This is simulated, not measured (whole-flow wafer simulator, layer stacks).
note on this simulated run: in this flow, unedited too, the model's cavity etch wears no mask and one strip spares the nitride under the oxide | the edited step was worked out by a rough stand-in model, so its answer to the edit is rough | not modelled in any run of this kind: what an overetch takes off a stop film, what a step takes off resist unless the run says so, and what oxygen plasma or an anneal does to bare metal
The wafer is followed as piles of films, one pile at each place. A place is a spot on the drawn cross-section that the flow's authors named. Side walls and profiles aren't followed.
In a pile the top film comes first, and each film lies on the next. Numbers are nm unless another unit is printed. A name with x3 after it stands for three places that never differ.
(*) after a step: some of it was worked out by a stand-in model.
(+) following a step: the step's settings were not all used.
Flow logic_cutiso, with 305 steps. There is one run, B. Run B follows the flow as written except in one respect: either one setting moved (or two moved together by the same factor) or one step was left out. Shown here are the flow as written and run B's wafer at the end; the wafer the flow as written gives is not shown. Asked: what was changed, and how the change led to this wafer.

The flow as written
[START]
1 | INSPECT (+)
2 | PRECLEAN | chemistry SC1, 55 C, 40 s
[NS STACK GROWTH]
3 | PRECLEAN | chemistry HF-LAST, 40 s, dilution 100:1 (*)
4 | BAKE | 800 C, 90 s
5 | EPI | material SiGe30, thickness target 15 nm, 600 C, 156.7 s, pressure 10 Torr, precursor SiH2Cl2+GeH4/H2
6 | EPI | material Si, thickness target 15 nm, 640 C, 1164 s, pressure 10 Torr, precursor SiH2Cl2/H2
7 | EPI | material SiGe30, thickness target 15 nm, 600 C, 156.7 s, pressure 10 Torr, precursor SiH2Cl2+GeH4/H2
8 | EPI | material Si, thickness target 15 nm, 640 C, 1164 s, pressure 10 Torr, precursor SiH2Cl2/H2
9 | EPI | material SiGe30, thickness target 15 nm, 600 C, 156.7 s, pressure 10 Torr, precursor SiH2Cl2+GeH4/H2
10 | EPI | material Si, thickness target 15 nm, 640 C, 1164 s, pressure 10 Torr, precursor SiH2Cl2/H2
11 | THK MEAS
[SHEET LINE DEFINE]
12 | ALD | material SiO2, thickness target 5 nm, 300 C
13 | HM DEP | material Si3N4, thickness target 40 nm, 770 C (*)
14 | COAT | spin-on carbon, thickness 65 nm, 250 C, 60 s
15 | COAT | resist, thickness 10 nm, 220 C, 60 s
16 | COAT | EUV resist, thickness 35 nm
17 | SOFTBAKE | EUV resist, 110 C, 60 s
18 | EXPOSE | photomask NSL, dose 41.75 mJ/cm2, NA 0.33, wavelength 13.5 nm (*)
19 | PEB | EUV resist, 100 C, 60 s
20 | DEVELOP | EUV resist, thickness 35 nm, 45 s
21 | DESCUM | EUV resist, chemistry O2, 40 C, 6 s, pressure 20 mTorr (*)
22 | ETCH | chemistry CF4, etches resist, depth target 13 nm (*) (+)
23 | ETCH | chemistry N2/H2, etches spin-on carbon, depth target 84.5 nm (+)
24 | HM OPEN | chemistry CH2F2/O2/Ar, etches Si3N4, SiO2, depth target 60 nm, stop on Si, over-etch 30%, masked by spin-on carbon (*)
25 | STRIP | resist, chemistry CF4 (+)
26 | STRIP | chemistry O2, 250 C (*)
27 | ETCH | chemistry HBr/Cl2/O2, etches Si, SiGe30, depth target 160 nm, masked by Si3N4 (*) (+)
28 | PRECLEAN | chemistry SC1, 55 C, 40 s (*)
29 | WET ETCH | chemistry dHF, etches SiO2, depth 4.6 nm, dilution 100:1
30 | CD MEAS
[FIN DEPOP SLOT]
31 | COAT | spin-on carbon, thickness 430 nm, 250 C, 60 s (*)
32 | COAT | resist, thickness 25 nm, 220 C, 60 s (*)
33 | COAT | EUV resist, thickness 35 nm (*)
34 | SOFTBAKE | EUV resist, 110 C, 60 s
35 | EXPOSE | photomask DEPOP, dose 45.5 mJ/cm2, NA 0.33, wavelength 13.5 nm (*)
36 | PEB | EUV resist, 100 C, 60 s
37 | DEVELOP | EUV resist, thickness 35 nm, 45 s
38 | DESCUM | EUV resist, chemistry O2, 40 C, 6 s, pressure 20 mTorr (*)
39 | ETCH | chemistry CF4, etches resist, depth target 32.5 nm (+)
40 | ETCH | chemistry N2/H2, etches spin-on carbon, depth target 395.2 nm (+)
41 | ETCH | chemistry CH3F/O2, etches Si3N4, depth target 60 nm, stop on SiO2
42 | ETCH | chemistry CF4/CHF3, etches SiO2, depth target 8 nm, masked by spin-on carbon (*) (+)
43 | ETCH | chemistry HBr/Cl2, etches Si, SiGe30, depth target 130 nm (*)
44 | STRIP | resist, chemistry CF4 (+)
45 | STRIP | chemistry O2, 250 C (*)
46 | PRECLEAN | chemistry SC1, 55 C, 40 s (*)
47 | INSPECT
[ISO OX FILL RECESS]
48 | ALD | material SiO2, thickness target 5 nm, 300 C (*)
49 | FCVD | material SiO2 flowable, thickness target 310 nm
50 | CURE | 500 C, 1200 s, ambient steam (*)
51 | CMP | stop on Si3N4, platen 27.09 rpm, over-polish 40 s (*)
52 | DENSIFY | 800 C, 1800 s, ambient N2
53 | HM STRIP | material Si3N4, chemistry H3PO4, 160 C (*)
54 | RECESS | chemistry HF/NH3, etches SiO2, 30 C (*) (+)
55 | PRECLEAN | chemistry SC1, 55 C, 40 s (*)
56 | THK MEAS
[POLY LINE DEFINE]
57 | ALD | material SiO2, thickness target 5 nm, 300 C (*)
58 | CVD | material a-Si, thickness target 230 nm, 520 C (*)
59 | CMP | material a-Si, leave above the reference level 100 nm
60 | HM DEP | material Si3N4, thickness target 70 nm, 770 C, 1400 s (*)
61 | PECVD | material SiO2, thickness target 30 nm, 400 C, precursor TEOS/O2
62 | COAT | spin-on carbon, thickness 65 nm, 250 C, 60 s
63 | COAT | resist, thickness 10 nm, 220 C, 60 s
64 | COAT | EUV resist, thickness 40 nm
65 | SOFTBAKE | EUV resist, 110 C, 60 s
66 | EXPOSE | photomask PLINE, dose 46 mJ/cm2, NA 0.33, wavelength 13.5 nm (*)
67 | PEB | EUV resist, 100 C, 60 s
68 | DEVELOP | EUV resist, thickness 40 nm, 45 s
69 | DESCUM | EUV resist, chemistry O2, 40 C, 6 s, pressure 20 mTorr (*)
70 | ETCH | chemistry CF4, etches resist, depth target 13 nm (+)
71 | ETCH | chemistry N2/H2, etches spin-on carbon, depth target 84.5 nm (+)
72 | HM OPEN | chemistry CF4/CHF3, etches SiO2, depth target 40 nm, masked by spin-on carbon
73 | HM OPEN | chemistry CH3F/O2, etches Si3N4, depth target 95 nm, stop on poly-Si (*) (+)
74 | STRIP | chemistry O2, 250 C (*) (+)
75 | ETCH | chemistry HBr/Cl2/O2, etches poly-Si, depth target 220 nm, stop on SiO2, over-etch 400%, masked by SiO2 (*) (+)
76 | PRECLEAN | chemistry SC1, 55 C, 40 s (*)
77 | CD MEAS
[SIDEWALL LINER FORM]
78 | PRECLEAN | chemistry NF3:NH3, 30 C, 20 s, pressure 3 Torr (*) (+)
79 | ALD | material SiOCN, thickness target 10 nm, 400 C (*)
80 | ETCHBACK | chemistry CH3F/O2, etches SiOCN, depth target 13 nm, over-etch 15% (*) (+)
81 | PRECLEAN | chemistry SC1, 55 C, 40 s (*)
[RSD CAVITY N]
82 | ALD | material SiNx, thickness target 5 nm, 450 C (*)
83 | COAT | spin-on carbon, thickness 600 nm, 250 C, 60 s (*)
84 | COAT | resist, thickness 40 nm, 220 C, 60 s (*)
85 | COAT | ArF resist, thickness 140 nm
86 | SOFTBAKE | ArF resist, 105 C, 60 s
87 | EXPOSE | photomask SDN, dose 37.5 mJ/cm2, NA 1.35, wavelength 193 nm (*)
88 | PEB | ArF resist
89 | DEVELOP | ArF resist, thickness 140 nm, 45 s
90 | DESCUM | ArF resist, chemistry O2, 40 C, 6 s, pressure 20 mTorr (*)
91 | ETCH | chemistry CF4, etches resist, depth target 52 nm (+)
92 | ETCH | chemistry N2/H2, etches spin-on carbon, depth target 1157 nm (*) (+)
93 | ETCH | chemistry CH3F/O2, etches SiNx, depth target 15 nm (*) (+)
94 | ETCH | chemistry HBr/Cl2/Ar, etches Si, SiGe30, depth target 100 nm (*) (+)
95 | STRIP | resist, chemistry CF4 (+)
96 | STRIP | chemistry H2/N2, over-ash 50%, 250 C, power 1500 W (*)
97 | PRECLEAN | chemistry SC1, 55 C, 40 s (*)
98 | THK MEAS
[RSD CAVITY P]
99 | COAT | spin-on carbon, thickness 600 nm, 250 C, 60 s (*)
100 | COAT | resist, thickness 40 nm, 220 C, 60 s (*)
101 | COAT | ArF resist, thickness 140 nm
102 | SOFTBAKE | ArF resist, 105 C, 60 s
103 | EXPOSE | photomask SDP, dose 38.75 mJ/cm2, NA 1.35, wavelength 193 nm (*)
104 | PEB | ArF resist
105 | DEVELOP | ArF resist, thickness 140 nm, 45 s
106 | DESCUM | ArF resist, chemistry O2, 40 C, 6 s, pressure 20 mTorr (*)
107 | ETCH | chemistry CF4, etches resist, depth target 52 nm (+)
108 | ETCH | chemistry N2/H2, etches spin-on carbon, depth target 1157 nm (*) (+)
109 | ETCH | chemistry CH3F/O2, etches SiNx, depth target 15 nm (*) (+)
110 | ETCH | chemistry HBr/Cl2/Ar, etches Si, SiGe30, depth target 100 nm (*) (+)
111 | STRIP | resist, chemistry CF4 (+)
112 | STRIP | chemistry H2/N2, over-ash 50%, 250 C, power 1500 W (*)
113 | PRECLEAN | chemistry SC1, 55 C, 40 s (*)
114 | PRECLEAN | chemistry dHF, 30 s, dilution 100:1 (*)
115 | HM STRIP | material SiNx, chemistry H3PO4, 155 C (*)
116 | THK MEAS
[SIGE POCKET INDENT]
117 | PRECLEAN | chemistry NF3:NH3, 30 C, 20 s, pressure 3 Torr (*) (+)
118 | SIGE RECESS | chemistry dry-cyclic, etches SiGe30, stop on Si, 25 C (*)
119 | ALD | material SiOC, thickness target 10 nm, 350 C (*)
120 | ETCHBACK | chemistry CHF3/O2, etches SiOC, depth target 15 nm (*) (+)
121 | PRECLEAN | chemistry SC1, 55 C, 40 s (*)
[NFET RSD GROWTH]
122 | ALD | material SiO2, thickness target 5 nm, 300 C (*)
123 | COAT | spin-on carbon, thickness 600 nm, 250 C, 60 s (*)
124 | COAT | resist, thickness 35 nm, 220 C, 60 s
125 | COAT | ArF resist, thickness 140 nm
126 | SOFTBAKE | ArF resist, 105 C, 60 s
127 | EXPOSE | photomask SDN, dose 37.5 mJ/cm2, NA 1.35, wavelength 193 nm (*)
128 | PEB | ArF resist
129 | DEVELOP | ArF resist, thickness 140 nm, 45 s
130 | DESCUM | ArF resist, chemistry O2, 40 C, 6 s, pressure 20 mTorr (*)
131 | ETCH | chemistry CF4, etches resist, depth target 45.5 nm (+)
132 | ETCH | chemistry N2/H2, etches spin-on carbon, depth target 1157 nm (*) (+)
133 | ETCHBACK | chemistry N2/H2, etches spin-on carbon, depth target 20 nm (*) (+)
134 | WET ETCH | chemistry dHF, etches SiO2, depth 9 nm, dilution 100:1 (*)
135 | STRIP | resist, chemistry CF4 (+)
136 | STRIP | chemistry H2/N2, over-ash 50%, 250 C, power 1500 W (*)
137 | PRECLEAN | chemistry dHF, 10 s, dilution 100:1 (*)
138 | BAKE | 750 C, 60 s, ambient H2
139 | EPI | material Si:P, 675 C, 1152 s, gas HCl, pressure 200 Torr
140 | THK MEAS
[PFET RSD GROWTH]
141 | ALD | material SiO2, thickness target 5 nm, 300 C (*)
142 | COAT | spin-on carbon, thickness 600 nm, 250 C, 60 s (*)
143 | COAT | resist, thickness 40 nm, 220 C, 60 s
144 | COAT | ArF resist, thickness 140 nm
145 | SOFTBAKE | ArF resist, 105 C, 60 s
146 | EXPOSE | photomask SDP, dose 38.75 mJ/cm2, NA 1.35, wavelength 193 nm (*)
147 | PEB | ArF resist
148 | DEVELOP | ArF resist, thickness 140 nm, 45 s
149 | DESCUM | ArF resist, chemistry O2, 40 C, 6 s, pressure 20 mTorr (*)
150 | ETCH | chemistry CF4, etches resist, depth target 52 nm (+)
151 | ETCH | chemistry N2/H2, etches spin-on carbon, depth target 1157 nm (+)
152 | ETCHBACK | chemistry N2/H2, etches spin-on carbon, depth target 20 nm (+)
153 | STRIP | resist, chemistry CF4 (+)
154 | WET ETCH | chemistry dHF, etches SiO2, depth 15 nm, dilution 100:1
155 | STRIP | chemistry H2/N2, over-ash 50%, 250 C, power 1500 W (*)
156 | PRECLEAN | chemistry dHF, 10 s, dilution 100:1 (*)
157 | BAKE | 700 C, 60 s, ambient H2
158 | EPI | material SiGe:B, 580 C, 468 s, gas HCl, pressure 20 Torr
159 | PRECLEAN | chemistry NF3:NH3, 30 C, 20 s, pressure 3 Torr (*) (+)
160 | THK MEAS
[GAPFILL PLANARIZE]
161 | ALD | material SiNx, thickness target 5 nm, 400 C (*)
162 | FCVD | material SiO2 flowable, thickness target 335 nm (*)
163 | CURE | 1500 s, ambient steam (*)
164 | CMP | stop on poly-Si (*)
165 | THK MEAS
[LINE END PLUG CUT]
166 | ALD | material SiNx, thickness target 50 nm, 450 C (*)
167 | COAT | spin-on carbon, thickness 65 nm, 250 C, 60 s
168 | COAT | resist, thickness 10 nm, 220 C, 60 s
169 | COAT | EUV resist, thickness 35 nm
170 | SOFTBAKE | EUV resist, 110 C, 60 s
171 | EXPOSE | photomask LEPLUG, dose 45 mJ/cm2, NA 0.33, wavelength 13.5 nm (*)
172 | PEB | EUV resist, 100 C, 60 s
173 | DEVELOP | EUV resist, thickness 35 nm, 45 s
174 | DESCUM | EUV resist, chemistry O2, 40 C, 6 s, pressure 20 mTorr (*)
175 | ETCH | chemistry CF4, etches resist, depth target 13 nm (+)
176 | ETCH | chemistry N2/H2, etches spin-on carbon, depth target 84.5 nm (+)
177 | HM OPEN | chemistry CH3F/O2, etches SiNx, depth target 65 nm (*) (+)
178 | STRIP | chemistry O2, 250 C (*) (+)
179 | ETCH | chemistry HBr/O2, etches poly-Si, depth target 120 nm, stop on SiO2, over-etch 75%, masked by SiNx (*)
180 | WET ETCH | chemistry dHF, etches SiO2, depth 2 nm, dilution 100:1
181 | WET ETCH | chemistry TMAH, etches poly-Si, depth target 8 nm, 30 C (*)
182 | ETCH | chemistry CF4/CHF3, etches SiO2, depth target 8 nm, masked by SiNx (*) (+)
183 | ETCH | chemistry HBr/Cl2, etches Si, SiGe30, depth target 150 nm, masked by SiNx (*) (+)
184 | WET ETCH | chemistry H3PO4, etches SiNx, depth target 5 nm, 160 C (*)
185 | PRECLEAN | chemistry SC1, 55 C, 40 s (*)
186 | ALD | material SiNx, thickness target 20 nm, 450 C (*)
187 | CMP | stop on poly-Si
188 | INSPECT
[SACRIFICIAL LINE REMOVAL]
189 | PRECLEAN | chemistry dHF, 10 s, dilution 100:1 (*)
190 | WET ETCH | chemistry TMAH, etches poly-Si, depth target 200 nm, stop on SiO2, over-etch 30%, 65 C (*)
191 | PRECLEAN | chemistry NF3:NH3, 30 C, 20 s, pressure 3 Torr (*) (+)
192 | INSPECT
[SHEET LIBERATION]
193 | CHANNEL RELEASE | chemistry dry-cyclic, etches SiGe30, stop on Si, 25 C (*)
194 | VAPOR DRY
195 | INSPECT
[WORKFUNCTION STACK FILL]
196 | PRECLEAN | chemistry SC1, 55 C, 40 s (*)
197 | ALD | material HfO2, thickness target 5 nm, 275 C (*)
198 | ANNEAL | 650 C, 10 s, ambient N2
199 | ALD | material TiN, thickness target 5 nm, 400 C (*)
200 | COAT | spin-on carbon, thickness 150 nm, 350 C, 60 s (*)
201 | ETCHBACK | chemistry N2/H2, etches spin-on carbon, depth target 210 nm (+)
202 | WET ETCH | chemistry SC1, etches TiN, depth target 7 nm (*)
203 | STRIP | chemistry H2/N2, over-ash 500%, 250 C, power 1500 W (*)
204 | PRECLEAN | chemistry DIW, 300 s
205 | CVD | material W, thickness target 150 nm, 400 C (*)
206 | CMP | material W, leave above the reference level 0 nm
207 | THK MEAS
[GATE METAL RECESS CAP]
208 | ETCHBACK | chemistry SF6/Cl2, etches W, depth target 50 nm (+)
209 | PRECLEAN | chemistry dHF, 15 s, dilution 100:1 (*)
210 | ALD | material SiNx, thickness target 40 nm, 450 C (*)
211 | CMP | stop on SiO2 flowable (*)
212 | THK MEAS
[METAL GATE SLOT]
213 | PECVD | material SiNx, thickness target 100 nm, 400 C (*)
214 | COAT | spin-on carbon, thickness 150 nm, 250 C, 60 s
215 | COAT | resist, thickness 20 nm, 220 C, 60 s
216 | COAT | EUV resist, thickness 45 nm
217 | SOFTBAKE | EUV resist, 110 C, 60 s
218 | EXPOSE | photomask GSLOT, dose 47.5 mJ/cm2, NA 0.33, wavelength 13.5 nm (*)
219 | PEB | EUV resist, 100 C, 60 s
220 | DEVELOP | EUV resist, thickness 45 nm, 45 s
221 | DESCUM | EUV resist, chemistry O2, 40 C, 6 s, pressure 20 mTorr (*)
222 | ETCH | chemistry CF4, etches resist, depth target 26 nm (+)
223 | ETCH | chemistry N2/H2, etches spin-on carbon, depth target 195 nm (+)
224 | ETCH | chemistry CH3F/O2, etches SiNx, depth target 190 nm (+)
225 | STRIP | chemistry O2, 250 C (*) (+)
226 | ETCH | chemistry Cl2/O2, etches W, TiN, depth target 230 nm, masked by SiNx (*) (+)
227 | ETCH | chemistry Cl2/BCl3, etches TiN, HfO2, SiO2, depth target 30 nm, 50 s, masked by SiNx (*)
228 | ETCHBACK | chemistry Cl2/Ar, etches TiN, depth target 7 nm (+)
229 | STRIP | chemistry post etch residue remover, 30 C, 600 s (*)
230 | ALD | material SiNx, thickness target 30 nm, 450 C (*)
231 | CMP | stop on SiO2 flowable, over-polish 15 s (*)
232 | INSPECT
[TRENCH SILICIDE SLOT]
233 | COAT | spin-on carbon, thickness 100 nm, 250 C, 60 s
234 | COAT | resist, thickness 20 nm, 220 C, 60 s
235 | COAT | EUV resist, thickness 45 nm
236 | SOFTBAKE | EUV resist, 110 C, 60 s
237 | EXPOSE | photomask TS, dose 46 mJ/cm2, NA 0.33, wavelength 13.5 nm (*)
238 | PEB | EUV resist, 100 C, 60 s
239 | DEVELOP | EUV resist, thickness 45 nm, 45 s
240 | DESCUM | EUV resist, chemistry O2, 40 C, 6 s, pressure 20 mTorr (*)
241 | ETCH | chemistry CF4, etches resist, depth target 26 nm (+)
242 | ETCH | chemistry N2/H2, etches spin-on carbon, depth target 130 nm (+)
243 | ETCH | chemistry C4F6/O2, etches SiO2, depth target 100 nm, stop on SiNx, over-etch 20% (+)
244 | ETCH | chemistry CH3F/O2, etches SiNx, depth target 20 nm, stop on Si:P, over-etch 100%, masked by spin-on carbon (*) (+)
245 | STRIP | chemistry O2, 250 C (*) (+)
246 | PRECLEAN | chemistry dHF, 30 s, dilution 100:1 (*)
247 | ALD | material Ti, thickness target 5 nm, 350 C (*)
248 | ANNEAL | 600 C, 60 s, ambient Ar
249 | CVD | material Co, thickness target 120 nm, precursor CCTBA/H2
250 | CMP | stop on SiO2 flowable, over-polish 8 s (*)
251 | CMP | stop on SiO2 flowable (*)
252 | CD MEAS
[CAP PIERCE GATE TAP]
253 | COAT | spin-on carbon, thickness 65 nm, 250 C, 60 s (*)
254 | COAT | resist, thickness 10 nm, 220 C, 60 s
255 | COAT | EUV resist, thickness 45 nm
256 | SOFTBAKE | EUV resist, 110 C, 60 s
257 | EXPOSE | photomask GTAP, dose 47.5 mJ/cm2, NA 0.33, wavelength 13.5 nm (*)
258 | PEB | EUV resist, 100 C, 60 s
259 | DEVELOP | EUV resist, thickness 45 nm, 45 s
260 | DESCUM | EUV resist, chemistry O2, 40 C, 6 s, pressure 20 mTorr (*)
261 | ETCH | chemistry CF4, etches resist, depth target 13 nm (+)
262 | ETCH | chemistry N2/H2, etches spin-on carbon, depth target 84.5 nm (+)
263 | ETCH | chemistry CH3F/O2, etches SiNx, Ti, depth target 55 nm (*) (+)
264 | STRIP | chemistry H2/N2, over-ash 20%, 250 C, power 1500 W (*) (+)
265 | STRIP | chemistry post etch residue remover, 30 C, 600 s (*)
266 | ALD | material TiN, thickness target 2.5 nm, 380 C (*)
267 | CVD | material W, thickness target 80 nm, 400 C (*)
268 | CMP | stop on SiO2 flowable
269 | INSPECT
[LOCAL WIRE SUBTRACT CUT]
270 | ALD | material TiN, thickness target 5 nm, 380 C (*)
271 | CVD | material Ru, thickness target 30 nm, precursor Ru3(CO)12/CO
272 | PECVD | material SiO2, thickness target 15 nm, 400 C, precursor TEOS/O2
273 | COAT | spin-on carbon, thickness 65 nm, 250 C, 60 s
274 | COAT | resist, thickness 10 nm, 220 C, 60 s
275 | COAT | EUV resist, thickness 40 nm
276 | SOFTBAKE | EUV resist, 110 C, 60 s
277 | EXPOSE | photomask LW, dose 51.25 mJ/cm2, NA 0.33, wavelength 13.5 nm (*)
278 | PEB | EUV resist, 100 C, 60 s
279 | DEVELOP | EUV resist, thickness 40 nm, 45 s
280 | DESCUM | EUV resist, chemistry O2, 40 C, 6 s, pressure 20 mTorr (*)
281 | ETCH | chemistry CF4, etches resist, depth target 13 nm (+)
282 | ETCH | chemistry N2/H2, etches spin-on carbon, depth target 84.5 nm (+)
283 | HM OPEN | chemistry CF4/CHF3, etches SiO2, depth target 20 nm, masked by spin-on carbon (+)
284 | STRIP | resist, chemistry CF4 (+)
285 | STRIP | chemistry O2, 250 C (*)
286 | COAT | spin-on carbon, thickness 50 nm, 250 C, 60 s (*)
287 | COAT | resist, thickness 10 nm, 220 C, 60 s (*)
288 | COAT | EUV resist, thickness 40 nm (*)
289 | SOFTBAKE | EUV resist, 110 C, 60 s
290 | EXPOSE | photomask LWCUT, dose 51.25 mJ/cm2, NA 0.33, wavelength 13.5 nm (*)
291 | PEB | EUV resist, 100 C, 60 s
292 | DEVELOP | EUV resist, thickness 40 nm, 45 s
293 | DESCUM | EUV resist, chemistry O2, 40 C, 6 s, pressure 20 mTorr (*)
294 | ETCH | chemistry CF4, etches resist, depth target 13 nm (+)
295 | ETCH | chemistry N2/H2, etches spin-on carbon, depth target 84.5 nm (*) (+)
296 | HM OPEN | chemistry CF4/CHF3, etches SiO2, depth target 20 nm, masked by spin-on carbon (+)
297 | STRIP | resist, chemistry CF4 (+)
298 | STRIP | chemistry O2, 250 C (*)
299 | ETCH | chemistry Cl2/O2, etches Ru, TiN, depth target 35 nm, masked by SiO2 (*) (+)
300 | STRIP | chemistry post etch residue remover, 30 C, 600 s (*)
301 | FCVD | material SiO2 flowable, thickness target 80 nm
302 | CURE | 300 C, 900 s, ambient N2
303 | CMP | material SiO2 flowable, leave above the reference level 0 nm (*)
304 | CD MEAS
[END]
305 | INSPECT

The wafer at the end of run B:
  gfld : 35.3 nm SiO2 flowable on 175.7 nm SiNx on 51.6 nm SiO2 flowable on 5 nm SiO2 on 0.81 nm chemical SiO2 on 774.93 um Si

What caused this: step 226, ETCH: depth target 115 nm was run, though the flow has depth target 230 nm.

Step by step, how the change led to this:
  226 | ETCH | chemistry Cl2/O2, etches W, TiN, depth target 230 nm, masked by SiNx (*) (+)
      gfld: W loses 115 (it would be, as written: W loses 115.4 (all of it), TiN loses 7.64 (all of it), HfO2 loses 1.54)
      depop, dpovl, gl and 18 more: SiNx loses 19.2 (it would be, as written: SiNx loses 30.8)
  227 | ETCH | chemistry Cl2/BCl3, etches TiN, HfO2, SiO2, depth target 30 nm, 50 s, masked by SiNx (*)
      gfld: W loses 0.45 (all of it), TiN loses 7.64 (all of it), HfO2 loses 5 (all of it), SiO2 flowable loses 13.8 (it would be, as written: HfO2 loses 3.46 (all of it), SiO2 flowable loses 26.5)
  231 | CMP | stop on SiO2 flowable, over-polish 15 s (*)
      depop, dpovl, gfld and 10 more: SiNx loses 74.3 (it would be, as written: SiNx loses 62.7)
      lnr, lnri, lnrp, lnrt: SiNx loses 72.6 (all of it), SiOCN loses 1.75 (it would be, as written: SiNx loses 61 (all of it), SiOCN loses 1.75)
      (also at 5 further places)
